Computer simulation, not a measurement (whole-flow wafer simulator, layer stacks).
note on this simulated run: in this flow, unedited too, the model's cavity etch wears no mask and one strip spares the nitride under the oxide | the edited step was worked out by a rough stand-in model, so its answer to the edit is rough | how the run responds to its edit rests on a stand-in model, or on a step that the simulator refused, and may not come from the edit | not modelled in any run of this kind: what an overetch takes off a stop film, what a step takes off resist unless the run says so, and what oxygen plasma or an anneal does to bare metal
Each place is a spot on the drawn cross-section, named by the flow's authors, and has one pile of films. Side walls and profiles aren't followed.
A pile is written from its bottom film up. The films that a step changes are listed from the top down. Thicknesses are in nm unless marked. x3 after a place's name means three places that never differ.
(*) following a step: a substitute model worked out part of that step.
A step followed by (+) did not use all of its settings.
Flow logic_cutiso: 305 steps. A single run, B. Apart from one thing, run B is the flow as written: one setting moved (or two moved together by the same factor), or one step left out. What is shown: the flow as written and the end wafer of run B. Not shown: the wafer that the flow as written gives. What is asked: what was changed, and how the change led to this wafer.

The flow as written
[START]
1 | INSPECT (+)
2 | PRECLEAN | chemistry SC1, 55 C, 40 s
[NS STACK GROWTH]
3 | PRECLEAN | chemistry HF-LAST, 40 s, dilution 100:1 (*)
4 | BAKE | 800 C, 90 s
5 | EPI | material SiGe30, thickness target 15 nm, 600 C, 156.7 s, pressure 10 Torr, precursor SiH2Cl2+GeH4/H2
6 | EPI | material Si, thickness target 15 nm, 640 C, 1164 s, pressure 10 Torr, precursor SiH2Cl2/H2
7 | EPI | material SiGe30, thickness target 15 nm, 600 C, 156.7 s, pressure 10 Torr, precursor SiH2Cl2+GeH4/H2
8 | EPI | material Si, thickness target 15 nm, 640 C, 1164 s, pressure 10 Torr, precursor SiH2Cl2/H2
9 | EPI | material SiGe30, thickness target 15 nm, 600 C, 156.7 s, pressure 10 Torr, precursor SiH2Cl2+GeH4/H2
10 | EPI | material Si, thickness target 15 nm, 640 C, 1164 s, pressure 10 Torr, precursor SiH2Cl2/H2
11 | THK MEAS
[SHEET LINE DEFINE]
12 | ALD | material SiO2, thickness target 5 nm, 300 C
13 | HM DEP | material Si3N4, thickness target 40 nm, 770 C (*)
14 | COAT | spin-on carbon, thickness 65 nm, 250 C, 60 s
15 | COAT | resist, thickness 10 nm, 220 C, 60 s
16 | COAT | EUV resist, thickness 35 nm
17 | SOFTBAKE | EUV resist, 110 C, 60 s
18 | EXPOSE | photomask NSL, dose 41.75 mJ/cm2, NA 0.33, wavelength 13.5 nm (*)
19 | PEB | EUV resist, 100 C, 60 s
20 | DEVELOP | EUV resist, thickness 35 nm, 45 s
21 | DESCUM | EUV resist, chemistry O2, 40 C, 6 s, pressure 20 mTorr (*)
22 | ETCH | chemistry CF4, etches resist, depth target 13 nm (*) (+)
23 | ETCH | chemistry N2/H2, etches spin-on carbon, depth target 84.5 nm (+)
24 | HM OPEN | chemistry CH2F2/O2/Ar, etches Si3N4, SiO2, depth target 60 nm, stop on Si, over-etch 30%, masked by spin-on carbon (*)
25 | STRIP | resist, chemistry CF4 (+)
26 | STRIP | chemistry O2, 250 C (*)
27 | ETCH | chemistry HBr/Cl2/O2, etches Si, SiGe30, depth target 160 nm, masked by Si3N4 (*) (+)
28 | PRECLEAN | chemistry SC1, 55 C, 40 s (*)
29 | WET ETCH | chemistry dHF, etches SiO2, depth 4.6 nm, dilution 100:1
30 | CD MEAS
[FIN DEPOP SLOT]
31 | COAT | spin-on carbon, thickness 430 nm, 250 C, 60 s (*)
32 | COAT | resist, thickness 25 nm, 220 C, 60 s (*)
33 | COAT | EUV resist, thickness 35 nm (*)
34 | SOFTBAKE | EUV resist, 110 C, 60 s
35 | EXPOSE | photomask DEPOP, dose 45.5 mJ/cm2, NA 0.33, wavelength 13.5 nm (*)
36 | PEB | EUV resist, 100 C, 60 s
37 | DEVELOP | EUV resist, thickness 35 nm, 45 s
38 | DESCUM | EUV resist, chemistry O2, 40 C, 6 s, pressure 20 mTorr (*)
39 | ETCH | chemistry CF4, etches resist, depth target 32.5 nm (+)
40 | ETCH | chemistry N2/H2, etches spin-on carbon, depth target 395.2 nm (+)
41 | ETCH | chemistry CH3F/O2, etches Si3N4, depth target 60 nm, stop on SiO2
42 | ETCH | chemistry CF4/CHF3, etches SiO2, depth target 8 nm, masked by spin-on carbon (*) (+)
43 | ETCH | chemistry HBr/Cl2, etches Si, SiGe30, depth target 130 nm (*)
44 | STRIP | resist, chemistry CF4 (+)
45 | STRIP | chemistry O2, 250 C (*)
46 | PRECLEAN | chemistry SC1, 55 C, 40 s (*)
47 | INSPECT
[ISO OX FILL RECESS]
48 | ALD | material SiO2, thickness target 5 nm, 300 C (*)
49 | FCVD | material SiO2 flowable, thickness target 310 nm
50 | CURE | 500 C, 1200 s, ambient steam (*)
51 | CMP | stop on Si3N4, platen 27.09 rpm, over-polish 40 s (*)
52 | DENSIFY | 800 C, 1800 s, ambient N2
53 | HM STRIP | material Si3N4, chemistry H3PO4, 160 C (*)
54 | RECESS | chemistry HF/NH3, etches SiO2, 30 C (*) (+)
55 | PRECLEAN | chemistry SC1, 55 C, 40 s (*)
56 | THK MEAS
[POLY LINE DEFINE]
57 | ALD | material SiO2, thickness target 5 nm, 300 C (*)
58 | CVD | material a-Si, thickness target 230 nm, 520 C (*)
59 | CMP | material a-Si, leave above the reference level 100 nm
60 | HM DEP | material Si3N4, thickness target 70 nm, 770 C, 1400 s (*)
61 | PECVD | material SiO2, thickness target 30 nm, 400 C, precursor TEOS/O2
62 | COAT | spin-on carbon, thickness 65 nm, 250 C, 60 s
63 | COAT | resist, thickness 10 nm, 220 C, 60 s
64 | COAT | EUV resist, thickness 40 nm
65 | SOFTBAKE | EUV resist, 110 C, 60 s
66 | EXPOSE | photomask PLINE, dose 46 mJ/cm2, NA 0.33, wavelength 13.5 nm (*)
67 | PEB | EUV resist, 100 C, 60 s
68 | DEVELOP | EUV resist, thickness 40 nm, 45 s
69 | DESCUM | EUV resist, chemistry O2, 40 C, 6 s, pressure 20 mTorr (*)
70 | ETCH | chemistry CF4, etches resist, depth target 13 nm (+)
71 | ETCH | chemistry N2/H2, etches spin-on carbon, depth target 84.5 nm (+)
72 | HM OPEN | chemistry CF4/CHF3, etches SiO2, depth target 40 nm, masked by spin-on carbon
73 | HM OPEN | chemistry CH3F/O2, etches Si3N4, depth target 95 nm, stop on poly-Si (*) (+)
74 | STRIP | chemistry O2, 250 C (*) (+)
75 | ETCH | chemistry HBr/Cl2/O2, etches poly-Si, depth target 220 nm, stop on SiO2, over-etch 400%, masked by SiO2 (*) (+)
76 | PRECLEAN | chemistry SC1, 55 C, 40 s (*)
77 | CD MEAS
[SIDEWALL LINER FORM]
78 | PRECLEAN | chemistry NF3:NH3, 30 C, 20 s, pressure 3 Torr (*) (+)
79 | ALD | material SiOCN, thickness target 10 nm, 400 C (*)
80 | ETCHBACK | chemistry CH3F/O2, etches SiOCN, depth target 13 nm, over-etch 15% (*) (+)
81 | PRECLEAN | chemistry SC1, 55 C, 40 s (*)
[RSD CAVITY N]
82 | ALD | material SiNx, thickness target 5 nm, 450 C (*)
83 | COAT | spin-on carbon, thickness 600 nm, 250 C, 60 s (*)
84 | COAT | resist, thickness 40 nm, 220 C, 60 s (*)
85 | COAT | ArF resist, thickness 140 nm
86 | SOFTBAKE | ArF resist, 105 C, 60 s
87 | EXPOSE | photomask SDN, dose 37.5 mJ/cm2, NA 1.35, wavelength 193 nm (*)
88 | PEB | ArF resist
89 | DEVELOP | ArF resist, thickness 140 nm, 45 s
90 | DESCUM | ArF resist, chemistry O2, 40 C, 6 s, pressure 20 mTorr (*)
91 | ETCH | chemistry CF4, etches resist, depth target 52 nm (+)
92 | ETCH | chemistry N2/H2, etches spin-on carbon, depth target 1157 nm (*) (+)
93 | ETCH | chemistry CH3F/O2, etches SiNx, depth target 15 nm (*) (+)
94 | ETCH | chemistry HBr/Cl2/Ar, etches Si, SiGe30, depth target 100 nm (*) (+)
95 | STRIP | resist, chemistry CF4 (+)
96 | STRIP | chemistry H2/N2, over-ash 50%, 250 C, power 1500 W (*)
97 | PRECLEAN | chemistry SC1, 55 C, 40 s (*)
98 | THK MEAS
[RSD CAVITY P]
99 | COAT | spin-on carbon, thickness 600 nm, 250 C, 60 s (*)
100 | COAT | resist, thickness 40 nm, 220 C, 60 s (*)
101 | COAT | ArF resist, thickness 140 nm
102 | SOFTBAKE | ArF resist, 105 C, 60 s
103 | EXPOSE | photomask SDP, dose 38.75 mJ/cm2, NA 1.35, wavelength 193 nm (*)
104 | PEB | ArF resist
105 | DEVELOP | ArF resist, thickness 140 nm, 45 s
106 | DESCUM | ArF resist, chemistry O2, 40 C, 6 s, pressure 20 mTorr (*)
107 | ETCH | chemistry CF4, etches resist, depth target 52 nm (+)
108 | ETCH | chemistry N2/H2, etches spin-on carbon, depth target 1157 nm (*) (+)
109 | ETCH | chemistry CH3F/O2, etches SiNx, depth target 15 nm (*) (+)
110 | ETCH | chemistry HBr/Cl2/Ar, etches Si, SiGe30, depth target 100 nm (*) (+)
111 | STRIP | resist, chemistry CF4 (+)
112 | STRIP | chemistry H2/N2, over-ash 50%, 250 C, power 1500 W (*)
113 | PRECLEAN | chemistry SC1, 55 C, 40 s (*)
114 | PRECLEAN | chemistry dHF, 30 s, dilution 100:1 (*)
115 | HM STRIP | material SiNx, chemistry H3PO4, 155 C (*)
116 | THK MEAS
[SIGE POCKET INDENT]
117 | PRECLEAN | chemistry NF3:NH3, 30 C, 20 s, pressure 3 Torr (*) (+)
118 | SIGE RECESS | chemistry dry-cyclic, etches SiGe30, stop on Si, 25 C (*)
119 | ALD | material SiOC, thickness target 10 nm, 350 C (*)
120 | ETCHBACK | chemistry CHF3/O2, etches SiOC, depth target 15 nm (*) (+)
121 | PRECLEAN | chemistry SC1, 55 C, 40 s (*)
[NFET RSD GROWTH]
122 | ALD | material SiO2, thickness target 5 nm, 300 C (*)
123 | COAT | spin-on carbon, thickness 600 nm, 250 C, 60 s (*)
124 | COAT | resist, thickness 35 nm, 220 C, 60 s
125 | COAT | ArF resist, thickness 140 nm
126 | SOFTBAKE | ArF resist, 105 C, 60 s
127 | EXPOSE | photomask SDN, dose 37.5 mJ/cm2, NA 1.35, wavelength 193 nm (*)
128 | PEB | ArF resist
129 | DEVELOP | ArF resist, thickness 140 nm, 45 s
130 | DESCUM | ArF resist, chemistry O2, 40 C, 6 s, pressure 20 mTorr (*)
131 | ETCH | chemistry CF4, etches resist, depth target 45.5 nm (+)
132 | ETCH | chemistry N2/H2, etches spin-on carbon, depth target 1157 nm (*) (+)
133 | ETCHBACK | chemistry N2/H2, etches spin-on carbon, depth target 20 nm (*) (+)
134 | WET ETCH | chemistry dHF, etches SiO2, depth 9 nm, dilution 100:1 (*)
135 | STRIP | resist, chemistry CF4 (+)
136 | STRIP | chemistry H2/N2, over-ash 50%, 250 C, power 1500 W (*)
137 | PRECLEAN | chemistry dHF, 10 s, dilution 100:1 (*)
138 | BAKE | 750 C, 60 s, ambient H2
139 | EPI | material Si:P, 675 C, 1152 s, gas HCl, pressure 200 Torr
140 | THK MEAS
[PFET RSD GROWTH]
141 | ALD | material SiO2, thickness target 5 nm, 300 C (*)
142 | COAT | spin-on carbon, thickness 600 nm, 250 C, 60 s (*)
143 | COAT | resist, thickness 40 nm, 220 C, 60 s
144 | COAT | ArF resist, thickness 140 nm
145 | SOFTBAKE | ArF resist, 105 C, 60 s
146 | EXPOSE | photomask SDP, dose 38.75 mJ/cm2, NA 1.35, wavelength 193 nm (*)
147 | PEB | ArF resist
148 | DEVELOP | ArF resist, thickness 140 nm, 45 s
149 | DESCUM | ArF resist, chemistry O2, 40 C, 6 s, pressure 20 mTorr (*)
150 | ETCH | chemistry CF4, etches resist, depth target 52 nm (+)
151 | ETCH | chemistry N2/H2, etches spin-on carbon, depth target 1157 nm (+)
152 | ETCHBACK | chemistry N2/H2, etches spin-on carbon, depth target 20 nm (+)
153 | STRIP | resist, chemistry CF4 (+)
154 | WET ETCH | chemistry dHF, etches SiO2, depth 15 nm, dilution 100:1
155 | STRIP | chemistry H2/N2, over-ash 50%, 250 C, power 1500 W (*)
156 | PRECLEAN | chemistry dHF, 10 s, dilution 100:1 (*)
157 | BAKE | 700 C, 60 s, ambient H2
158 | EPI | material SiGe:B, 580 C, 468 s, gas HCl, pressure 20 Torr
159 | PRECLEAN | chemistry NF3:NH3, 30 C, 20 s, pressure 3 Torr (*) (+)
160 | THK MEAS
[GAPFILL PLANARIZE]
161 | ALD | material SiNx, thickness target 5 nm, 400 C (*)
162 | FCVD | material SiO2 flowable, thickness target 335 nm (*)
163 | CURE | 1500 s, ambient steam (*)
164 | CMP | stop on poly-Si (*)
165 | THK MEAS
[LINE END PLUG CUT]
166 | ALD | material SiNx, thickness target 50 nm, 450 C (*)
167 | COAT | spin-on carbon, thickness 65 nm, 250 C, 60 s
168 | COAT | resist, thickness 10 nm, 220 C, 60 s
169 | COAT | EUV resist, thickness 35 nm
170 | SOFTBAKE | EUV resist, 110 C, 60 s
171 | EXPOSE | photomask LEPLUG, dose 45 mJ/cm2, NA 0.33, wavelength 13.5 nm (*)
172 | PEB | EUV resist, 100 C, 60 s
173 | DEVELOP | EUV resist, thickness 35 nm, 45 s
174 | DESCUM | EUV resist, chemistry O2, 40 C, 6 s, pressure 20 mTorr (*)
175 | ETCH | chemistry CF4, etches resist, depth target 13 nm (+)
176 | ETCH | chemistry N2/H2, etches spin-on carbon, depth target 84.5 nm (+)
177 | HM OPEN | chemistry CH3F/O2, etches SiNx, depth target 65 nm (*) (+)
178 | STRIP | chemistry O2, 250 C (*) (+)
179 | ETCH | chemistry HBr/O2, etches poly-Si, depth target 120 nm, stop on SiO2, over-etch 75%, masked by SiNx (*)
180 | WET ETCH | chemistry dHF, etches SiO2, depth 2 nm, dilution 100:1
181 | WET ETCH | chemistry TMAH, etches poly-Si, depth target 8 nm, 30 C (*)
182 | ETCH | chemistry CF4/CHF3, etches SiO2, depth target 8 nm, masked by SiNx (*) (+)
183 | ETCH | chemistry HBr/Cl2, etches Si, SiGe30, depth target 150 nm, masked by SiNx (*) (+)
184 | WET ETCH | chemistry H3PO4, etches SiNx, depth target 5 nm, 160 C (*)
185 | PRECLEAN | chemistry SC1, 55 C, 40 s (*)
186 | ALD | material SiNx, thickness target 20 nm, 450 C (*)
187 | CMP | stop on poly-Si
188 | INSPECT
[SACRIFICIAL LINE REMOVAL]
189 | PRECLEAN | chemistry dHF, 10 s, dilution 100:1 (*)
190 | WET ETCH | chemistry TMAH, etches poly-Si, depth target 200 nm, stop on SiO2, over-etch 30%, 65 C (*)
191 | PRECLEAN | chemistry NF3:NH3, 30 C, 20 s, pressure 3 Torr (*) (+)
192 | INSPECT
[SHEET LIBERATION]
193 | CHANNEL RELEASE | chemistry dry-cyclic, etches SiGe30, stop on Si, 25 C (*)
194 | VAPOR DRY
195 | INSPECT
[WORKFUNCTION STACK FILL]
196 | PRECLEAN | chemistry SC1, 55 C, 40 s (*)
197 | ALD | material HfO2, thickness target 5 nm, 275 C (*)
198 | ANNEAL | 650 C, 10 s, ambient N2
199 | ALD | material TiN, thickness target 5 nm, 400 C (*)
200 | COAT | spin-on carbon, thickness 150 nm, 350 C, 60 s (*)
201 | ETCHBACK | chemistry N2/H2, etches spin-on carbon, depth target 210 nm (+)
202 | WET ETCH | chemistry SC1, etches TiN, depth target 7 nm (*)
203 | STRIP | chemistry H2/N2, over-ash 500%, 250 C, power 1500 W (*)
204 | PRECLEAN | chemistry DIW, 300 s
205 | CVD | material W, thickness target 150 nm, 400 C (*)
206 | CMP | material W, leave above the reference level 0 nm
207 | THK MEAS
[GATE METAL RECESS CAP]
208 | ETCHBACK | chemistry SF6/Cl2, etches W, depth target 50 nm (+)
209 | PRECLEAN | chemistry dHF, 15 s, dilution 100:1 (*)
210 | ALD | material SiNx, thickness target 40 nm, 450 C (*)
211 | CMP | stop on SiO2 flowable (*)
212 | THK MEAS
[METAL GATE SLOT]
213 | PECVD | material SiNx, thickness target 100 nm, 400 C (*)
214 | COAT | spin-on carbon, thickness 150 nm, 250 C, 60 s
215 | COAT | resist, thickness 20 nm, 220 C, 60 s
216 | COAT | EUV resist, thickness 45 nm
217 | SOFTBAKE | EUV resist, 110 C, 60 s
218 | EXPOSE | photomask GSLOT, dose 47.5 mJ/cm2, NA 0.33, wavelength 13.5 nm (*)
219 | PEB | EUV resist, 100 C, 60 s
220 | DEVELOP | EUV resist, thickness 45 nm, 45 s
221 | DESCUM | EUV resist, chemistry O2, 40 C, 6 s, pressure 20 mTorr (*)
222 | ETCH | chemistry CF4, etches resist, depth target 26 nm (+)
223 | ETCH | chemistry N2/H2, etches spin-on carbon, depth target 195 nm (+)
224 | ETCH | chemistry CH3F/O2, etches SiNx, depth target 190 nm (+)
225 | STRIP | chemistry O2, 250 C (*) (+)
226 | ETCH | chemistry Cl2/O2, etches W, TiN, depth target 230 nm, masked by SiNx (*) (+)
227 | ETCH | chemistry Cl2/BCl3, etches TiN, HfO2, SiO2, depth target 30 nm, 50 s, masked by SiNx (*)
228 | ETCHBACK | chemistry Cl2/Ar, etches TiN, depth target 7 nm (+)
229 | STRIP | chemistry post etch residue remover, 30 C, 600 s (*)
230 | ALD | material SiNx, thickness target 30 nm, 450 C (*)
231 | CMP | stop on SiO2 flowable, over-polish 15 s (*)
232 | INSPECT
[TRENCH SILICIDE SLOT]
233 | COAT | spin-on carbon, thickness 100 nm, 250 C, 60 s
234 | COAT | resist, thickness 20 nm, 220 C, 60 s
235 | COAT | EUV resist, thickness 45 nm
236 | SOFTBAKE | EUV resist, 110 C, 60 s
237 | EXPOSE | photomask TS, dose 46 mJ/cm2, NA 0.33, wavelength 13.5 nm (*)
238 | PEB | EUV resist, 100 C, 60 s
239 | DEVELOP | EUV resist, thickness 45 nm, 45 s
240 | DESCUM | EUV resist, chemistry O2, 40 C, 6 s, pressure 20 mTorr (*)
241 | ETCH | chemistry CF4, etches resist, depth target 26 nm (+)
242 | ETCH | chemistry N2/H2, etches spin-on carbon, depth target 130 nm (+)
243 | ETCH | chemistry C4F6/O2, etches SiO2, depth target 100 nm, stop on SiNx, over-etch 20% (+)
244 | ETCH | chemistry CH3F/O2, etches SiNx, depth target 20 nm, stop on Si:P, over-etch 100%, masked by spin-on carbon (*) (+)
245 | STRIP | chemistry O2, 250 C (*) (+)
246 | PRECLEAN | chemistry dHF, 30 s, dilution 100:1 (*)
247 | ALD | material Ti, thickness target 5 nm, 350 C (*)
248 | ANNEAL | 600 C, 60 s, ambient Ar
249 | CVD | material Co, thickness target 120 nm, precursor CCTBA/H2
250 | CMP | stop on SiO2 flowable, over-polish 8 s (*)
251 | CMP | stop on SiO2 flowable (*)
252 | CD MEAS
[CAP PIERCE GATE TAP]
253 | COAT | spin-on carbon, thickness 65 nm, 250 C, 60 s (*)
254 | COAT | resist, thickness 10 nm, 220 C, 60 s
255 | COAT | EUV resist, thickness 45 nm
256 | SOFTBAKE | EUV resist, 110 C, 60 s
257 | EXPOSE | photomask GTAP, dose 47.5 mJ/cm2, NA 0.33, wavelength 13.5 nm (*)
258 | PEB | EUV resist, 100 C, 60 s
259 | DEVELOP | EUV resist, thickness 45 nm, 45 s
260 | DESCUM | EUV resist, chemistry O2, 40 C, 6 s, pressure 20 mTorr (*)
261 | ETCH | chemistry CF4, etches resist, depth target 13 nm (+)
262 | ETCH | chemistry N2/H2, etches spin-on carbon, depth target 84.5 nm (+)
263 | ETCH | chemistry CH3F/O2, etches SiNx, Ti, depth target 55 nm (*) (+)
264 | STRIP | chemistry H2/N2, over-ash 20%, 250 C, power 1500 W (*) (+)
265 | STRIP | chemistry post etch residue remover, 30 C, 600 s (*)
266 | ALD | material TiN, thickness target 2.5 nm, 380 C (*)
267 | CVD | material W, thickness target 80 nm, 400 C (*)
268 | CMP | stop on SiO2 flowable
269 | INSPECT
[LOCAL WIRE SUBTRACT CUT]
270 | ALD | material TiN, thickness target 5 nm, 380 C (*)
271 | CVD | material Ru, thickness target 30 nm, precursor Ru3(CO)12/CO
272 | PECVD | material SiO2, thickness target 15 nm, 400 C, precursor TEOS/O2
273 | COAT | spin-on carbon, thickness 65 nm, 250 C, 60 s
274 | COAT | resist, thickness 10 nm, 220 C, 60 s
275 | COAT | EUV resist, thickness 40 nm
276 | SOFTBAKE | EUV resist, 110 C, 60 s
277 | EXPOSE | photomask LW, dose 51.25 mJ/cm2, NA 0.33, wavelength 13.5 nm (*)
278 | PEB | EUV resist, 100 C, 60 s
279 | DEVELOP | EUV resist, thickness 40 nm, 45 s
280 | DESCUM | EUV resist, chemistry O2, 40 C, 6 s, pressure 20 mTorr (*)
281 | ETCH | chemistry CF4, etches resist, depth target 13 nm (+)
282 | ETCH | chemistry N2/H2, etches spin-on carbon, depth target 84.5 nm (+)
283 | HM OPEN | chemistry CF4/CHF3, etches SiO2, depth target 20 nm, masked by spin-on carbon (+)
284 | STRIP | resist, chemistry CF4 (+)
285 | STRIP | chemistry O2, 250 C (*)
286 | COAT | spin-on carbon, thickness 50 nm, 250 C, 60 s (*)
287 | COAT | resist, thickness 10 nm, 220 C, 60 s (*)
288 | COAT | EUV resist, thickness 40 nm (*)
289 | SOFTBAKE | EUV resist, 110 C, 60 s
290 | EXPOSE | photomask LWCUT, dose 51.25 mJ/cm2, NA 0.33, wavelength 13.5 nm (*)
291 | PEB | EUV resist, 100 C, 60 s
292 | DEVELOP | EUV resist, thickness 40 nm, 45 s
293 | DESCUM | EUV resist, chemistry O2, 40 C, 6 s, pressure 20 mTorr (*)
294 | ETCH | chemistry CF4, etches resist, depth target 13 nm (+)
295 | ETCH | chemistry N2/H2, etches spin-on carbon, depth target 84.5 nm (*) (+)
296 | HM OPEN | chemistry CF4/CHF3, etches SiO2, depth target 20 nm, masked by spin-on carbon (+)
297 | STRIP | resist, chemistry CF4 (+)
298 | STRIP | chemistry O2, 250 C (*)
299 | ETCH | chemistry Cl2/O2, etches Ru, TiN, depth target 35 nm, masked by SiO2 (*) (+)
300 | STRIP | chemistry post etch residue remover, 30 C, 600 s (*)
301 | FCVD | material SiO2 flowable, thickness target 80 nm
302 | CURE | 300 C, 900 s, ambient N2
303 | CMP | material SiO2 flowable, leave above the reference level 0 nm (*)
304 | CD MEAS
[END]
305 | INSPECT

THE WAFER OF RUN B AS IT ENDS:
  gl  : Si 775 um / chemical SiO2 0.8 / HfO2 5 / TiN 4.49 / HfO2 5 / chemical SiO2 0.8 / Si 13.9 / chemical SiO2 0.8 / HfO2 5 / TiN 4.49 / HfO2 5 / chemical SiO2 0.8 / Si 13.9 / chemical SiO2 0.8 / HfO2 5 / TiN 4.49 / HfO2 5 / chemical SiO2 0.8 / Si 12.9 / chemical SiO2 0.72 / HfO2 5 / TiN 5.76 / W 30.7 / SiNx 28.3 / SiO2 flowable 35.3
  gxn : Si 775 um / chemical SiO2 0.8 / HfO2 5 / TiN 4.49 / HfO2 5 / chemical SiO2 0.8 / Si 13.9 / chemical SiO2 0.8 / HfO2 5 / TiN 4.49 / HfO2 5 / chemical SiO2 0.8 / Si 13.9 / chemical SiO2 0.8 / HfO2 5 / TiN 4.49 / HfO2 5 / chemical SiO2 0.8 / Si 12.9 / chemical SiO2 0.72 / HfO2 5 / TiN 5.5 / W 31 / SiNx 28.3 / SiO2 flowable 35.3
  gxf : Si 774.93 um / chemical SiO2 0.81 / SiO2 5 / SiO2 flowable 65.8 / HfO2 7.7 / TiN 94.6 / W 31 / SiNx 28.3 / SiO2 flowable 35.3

The reason: step 199, ALD: thickness target 5.5 nm was run, while the flow as written has thickness target 5 nm.
The wafer lets one read it off: gxn has TiN 5.5, and step 199 as written asks for 5 nm.

The path from the change to this, step by step:
  199 | ALD | material TiN, thickness target 5 nm, 400 C (*)
      gfld: TiN gains 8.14 (new film) (it would be, as written: TiN gains 7.64 (new film))
      gxf: TiN gains 94.6 (new film) (it would be, as written: TiN gains 5 (new film))
  200 | COAT | spin-on carbon, thickness 150 nm, 350 C, 60 s (*)
      gxf: spin-on carbon gains 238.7 (new film) (it would be, as written: spin-on carbon gains 326 (new film))
  203 | STRIP | chemistry H2/N2, over-ash 500%, 250 C, power 1500 W (*)
      gl, glp: spin-on carbon loses 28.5 (all of it) (it would be, as written: spin-on carbon loses 26.7 (all of it))
      gxn, gxp: spin-on carbon loses 28.6 (all of it) (it would be, as written: spin-on carbon loses 26.8 (all of it))
      (as well as at 2 more places)
  205 | CVD | material W, thickness target 150 nm, 400 C (*)
      gxf: W gains 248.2 (new film) (it would be, as written: W gains 337.8 (new film))
  226 | ETCH | chemistry Cl2/O2, etches W, TiN, depth target 230 nm, masked by SiNx (*) (+)
      gfld: W loses 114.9 (all of it), TiN loses 8.14 (all of it), HfO2 loses 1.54 (it would be, as written: W loses 115.4 (all of it), TiN loses 7.64 (all of it), HfO2 loses 1.54)
